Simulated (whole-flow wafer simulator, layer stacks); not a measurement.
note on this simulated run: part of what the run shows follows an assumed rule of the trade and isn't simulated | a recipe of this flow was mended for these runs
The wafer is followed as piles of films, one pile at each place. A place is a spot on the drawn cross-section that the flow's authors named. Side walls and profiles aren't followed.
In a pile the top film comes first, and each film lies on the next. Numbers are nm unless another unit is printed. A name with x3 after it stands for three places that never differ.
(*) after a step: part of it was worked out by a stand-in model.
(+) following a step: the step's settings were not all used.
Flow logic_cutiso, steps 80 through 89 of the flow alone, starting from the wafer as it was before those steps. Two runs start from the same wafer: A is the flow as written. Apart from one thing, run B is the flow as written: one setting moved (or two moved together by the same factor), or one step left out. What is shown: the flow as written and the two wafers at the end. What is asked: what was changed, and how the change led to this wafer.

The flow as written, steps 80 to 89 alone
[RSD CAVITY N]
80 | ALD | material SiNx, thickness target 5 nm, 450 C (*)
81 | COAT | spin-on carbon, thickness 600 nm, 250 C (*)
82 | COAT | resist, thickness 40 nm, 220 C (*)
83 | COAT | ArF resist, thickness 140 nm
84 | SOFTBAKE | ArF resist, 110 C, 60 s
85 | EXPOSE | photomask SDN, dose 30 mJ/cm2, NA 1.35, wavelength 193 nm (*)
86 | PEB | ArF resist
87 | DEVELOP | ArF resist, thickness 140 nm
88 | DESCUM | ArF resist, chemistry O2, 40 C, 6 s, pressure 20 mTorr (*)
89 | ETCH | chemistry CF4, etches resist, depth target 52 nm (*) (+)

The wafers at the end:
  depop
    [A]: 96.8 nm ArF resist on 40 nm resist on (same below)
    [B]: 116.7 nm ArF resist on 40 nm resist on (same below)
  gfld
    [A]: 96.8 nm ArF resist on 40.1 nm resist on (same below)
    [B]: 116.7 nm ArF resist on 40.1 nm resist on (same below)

What caused this: step 83, COAT: thickness 160 nm was run, whereas the flow has thickness 140 nm; step 87, DEVELOP: thickness 160 nm was run, where the flow has thickness 140 nm.

How this came from the change, step by step:
  83 | COAT | ArF resist, thickness 140 nm
      depop, dpovl x3, gfld and 17 more: A ArF resist gains 140 (new film) | B ArF resist gains 160 (new film)
  87 | DEVELOP | ArF resist, thickness 140 nm
      gl, gxn, lnr, lnrt, rsdn, rsdx, tap: A ArF resist loses 139.3 (all of it) | B ArF resist loses 159.2 (all of it)
